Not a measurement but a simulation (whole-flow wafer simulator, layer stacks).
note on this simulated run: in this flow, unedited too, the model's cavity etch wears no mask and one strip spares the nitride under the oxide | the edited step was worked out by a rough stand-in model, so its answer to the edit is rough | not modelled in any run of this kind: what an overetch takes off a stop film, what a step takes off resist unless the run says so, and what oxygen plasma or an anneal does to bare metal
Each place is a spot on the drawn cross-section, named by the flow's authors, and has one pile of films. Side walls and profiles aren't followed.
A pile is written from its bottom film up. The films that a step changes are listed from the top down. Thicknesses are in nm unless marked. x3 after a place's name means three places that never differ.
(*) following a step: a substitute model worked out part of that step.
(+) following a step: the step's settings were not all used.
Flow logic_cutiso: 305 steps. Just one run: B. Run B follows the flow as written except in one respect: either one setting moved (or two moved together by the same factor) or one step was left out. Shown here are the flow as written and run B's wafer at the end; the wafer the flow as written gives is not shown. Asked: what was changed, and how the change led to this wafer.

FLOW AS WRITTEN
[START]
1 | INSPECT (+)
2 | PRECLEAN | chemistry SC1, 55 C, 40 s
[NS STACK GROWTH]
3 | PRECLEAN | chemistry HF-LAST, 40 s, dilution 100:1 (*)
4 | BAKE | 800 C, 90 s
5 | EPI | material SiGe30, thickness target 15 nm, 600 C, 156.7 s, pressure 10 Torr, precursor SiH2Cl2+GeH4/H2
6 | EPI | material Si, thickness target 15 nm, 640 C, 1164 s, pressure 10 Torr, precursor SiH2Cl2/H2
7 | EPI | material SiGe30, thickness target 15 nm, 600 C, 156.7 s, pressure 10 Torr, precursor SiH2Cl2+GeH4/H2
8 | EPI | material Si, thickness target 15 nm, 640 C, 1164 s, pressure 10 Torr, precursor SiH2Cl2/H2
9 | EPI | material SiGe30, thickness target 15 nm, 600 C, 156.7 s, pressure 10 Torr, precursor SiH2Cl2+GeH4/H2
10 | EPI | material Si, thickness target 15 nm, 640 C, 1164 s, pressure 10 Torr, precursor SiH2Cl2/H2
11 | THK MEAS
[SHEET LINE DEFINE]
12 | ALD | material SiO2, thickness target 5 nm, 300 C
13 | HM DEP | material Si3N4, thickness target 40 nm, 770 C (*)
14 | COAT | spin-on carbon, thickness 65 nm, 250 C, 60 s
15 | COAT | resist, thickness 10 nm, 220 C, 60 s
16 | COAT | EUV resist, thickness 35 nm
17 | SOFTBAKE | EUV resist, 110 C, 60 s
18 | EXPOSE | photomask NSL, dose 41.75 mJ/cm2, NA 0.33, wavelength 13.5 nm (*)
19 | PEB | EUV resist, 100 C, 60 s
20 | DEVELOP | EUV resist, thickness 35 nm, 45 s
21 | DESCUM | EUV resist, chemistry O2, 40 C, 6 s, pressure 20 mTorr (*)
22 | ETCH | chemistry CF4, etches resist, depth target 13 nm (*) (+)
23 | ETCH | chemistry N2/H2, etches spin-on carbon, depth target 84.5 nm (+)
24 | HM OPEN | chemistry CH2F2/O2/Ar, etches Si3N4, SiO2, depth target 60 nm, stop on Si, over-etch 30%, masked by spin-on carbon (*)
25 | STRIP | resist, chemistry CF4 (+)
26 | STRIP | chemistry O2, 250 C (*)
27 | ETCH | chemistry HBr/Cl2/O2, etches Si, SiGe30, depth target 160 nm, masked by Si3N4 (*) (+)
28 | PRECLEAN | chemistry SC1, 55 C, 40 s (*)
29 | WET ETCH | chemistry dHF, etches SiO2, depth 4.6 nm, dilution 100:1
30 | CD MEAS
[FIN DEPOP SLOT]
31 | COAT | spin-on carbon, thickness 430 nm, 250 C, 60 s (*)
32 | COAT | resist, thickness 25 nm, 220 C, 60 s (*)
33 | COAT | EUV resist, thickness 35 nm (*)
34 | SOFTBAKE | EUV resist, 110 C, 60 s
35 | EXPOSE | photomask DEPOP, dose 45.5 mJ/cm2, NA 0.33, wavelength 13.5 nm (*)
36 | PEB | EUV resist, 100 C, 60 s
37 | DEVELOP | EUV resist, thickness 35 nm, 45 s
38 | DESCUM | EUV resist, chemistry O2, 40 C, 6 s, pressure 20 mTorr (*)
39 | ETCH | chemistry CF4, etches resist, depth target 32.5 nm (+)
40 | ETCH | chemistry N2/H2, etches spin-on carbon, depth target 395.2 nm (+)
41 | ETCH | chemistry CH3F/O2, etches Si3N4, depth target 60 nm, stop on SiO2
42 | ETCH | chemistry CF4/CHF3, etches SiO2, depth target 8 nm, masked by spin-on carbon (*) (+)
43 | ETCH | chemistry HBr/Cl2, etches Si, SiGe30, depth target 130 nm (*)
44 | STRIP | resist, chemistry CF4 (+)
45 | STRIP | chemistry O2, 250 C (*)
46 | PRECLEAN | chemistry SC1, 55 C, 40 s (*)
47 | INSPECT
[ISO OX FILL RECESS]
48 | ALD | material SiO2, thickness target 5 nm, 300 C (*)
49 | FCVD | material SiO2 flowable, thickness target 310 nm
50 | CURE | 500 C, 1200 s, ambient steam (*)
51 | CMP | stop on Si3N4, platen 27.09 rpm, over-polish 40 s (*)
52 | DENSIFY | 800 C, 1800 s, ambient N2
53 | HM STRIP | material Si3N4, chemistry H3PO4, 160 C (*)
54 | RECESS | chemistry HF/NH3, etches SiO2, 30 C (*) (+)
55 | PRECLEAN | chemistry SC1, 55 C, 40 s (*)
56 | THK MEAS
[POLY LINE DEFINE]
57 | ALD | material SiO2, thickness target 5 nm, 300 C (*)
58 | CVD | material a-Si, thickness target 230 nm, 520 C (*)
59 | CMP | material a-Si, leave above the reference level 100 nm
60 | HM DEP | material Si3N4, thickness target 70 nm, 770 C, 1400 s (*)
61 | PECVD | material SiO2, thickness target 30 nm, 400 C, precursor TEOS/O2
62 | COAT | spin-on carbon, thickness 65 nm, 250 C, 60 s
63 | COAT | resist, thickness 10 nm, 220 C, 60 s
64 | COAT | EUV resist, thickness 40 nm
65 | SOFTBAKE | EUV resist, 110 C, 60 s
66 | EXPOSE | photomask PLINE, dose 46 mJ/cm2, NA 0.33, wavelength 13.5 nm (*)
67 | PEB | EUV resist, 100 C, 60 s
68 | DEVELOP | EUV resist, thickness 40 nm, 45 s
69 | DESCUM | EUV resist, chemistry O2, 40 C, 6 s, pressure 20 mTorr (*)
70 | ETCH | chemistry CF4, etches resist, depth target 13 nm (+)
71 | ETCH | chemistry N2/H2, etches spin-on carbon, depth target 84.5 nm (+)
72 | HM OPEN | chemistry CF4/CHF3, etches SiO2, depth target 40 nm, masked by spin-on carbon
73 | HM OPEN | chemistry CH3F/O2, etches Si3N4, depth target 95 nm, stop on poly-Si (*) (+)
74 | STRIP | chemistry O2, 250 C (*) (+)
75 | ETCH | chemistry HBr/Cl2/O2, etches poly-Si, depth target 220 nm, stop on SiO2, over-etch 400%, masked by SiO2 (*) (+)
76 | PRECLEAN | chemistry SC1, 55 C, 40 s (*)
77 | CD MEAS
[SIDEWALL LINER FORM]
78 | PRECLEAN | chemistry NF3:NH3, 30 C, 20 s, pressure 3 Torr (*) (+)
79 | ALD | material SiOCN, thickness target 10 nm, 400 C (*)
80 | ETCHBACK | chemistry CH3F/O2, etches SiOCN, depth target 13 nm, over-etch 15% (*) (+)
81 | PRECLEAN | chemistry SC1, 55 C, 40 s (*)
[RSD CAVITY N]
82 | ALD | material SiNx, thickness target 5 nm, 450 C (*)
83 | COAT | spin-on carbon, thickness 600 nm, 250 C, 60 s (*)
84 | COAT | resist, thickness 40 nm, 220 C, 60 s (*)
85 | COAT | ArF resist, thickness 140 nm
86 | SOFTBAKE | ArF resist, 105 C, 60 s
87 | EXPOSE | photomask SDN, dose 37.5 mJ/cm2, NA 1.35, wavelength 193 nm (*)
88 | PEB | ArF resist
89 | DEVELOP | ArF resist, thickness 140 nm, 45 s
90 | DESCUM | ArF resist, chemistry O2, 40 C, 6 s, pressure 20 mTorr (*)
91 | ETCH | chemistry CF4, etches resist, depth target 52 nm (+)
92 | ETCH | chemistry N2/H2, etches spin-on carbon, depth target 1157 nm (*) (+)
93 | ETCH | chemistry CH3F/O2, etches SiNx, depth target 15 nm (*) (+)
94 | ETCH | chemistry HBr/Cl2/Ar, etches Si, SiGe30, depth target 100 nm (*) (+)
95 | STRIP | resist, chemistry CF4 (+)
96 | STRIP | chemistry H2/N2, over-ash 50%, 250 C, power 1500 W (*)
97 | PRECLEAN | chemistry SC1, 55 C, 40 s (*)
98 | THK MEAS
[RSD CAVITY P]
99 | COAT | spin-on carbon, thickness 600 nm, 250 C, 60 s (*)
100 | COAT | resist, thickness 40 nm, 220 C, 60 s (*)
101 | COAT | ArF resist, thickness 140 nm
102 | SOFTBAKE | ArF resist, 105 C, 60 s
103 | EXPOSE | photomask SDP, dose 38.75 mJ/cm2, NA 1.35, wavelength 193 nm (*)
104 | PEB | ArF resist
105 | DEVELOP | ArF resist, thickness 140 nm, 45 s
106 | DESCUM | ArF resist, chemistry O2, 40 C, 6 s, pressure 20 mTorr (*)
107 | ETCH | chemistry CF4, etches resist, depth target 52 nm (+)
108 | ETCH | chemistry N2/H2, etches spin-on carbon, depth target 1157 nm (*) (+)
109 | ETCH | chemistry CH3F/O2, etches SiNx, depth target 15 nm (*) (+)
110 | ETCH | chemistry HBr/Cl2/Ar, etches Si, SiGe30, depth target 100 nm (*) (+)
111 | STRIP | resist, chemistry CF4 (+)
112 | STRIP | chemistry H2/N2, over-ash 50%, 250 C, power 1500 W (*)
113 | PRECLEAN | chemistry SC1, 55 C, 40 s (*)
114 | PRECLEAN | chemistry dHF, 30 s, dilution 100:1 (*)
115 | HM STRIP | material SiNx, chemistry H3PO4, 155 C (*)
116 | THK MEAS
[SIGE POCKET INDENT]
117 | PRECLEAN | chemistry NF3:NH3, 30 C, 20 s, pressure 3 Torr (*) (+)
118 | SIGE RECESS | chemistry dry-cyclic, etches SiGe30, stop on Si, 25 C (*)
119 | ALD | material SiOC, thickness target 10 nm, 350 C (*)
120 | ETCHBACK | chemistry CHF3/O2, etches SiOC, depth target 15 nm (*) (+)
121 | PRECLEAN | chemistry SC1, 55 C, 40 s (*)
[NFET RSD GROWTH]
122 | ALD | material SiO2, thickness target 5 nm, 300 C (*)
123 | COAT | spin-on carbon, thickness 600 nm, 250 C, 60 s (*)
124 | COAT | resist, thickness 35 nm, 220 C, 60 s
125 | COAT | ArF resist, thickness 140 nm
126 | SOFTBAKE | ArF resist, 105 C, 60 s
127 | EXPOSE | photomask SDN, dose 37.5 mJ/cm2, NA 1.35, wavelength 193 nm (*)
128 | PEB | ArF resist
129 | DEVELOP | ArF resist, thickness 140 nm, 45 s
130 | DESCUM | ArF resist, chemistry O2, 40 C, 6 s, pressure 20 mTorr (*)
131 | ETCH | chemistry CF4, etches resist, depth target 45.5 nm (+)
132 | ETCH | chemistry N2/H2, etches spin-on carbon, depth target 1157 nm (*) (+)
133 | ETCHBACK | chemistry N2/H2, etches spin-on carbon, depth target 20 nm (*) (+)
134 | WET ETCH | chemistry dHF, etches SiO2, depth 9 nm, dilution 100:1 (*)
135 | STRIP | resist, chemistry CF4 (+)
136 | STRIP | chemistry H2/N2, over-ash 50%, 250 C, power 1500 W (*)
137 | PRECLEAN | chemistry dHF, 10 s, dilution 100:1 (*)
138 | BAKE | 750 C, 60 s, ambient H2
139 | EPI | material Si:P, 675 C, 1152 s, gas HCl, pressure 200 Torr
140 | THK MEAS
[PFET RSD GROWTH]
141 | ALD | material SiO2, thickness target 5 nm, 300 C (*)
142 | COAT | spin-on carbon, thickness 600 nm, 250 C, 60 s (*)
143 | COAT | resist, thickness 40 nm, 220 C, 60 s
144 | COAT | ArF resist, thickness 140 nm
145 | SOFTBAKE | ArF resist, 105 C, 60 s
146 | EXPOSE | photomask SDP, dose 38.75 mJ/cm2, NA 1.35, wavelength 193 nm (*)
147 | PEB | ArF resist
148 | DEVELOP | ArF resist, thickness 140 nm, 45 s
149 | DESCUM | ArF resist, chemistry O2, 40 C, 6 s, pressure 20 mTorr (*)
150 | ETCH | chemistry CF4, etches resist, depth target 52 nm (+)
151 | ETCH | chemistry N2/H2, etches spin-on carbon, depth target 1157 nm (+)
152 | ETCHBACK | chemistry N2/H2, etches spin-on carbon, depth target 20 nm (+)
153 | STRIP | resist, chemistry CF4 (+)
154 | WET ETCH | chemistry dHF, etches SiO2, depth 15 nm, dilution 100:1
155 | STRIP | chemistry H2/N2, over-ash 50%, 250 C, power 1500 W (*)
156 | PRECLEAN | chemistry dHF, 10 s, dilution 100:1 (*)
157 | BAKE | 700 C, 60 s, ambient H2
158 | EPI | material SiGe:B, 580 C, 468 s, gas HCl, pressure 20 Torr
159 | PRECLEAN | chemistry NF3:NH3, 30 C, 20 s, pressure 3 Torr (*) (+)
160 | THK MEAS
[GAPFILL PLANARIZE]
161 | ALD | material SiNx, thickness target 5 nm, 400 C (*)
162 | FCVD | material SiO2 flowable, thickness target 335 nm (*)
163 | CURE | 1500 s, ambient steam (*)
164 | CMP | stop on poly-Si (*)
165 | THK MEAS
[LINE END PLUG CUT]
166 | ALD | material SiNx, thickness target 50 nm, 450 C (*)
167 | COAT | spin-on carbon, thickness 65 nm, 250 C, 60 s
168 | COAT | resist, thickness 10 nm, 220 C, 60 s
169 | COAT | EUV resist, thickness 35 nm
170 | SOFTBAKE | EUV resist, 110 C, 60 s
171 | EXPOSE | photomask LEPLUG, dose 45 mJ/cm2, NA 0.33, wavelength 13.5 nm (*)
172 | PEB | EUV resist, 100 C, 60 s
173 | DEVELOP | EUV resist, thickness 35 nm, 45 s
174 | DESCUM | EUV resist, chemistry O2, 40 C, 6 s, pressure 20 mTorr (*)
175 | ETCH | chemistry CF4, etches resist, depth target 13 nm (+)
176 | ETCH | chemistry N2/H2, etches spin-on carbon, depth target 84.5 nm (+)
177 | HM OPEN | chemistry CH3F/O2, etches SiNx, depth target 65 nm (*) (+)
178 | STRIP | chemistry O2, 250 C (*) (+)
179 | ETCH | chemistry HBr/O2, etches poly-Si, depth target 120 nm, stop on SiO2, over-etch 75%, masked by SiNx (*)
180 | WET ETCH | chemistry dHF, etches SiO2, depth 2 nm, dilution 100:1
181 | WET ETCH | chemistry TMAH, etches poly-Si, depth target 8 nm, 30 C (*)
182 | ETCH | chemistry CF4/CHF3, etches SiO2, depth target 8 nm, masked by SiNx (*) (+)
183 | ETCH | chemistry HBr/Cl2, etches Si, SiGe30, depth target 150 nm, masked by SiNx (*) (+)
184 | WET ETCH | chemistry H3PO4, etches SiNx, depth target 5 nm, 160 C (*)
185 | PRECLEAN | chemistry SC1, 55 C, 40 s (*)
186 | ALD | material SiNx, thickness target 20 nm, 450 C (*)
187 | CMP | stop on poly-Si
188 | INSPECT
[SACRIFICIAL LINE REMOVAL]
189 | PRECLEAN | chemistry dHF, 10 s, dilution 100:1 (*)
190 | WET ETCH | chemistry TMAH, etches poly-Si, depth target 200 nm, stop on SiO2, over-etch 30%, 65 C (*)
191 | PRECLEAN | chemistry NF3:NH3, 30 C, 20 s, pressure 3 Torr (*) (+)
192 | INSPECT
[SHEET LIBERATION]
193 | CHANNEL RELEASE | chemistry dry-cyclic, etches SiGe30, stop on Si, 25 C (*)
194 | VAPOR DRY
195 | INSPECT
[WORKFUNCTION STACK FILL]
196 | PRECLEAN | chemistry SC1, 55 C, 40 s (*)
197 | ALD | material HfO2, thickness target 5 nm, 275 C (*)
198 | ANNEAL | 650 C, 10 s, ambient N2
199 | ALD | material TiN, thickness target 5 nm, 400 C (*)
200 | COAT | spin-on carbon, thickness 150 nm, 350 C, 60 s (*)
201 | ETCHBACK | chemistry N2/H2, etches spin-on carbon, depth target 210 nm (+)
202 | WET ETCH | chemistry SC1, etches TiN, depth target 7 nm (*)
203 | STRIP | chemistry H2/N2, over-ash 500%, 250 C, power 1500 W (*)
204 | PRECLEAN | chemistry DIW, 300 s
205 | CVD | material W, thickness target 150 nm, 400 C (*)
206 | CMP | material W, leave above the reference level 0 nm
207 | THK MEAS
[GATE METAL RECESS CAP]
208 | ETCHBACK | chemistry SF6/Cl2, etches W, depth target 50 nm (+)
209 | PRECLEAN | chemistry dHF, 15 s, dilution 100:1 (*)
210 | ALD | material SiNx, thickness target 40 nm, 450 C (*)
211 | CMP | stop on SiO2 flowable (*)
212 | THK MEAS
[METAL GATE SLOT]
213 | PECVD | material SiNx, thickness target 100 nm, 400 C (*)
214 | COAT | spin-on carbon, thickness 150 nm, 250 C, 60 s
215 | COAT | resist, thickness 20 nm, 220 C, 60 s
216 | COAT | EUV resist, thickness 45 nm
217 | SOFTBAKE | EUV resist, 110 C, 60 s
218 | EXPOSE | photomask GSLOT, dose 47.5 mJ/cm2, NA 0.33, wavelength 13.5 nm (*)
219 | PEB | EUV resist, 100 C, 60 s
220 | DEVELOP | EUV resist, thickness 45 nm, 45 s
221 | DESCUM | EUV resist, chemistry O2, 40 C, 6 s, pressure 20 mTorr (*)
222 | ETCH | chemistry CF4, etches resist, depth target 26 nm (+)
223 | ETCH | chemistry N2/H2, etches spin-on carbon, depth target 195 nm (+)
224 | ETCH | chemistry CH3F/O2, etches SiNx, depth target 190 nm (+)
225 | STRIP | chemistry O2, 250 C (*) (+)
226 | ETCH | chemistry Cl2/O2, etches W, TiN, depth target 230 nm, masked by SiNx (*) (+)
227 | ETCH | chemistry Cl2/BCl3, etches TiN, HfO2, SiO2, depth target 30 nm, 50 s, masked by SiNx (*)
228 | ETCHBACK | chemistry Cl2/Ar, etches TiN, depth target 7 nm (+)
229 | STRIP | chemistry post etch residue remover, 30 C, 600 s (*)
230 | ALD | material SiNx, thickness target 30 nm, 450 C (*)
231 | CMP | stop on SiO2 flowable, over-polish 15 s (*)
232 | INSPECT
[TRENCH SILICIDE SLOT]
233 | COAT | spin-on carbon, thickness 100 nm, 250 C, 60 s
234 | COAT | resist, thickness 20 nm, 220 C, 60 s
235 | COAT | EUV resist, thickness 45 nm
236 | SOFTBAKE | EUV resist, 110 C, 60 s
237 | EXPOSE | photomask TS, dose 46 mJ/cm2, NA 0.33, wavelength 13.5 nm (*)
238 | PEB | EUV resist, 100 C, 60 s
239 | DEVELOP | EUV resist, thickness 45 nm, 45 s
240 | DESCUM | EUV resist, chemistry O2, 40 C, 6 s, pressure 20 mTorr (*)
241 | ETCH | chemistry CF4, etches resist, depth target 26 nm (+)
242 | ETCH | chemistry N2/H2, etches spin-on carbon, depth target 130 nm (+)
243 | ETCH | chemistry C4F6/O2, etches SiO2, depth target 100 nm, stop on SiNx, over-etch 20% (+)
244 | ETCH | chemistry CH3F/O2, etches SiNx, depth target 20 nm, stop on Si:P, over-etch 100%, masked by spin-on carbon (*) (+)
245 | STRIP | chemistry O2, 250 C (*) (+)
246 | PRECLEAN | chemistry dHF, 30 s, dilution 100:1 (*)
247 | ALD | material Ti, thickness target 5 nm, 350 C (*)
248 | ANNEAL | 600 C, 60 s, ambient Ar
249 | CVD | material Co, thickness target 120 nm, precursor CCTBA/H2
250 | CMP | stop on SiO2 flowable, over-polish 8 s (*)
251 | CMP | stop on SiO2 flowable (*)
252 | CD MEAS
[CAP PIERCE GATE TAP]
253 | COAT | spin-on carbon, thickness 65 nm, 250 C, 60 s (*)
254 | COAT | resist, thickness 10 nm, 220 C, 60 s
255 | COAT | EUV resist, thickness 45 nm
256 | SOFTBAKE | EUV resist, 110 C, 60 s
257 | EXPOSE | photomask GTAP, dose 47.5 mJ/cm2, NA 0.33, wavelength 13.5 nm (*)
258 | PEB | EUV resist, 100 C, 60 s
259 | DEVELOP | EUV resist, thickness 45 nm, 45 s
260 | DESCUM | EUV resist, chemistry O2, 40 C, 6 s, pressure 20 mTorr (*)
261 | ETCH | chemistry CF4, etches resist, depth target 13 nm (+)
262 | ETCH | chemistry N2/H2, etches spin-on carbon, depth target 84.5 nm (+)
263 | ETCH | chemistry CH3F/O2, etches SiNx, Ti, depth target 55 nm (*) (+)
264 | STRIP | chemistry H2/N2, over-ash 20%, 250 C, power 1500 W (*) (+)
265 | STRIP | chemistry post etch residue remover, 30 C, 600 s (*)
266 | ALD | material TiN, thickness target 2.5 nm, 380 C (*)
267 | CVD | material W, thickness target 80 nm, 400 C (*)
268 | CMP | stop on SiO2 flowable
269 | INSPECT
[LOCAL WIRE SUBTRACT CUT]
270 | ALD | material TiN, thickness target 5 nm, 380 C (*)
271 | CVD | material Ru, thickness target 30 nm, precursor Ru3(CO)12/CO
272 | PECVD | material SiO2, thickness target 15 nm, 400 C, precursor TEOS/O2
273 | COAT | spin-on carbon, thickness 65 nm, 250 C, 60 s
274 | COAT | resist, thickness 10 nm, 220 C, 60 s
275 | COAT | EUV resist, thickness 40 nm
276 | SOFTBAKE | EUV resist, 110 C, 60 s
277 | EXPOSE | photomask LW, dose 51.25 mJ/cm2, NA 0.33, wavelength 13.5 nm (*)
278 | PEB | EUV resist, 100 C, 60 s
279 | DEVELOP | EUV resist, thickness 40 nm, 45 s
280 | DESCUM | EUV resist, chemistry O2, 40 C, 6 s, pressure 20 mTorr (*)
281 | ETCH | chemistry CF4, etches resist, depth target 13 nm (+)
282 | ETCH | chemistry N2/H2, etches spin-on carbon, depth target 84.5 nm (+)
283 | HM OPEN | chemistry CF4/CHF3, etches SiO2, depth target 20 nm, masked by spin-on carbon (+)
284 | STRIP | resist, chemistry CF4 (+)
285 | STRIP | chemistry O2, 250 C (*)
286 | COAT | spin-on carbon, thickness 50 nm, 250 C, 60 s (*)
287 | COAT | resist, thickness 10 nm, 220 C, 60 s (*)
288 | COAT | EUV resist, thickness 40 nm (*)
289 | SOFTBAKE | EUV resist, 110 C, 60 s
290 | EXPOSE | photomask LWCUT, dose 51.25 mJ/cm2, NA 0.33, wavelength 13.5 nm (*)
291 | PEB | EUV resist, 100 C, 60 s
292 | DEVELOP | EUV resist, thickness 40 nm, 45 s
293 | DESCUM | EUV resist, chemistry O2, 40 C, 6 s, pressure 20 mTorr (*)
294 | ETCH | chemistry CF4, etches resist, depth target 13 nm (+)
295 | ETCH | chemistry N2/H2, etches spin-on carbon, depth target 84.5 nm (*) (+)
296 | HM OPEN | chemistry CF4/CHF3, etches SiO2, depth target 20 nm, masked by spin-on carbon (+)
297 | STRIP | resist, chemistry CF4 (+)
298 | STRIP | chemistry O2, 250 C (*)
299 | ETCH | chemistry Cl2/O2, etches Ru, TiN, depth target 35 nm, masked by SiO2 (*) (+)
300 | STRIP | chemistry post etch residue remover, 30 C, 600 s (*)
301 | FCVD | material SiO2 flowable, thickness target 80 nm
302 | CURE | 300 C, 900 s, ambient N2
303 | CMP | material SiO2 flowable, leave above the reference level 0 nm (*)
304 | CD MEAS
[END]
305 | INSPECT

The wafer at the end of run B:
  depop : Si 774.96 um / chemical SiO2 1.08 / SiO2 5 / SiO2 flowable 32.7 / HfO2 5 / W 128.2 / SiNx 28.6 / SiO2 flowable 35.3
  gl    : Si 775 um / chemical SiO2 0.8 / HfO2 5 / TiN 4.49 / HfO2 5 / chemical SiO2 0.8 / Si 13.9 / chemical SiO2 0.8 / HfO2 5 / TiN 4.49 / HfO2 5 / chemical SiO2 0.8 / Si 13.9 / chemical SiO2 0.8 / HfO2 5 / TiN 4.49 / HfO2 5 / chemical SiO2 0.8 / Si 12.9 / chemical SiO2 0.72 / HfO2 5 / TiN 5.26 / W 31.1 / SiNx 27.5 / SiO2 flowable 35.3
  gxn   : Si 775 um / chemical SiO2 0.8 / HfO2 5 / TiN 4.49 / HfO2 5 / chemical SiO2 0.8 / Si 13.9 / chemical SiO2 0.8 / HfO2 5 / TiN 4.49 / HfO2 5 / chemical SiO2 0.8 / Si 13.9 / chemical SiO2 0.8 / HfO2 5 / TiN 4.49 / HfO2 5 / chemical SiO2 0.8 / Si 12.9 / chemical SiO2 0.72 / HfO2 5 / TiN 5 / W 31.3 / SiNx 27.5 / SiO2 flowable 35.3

What caused this: step 162, FCVD: thickness target 402 nm was run, whereas the flow has thickness target 335 nm.

Step by step, how the change led to this:
  162 | FCVD | material SiO2 flowable, thickness target 335 nm (*)
      depop, dpovl, isow, ns, nsgap: SiO2 flowable gains 402 (new film) (it would be, as written: SiO2 flowable gains 335 (new film))
      rsdn, rsdp, rsdw, rsdx: SiO2 flowable gains 490.9 (new film) (it would be, as written: SiO2 flowable gains 423.9 (new film))
      (as well as at 13 more places)
  163 | CURE | 1500 s, ambient steam (*)
      depop, dpovl, isow, ns, nsgap: SiO2 flowable loses 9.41 (it would be, as written: SiO2 flowable loses 8.24)
      gfld, iso, lnri: SiO2 flowable loses 8.69 (it would be, as written: SiO2 flowable loses 7.46)
      (as well as at 14 more places)
  164 | CMP | stop on poly-Si (*)
      depop, dpovl, isow, ns, nsgap: SiO2 flowable loses 392.6 (all of it), SiNx loses 5 (all of it), SiO2 loses 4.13 (all of it), Si3N4 loses 70 (all of it) (it would be, as written: SiO2 flowable loses 326.8 (all of it), SiNx loses 5 (all of it), SiO2 loses 4.13 (all of it), Si3N4 loses 70 (all of it))
      gfld, gxf, plug: SiO2 flowable loses 317.6 (all of it), SiNx loses 5 (all of it), SiO2 loses 4.13 (all of it), Si3N4 loses 70 (all of it) (it would be, as written: SiO2 flowable loses 251.9 (all of it), SiNx loses 5 (all of it), SiO2 loses 4.13 (all of it), Si3N4 loses 70 (all of it))
      (as well as at 14 more places)
  246 | PRECLEAN | chemistry dHF, 30 s, dilution 100:1 (*)
      iso: SiO2 flowable loses 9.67 (it would be, as written: SiO2 flowable loses 9.13)
  250 | CMP | stop on SiO2 flowable, over-polish 8 s (*)
      rsdx: Co loses 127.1 (it would be, as written: Co loses 127.9 (all of it))
  251 | CMP | stop on SiO2 flowable (*)
      rsdx: Co loses 1.08 (all of it), Ti loses 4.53 (it would be, as written: Ti loses 5 (all of it))
      iso: Co loses 1.75 (all of it), Ti loses 3.86 (it would be, as written: Co loses 1.22 (all of it), Ti loses 4.34)
  268 | CMP | stop on SiO2 flowable
      depop, dpovl, gfld and 9 more: W loses 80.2 (all of it), TiN loses 2.5 (all of it), SiNx loses 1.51 (it would be, as written: W loses 80.2 (all of it), TiN loses 2.5 (all of it), SiNx loses 0.98)
      lnr, lnri, lnrp, lnrt: W loses 80 (all of it), TiN loses 2.5 (all of it), SiOCN loses 1.75 (it would be, as written: W loses 80 (all of it), TiN loses 2.5 (all of it), SiOCN loses 1.22)
      (as well as at 3 more places)
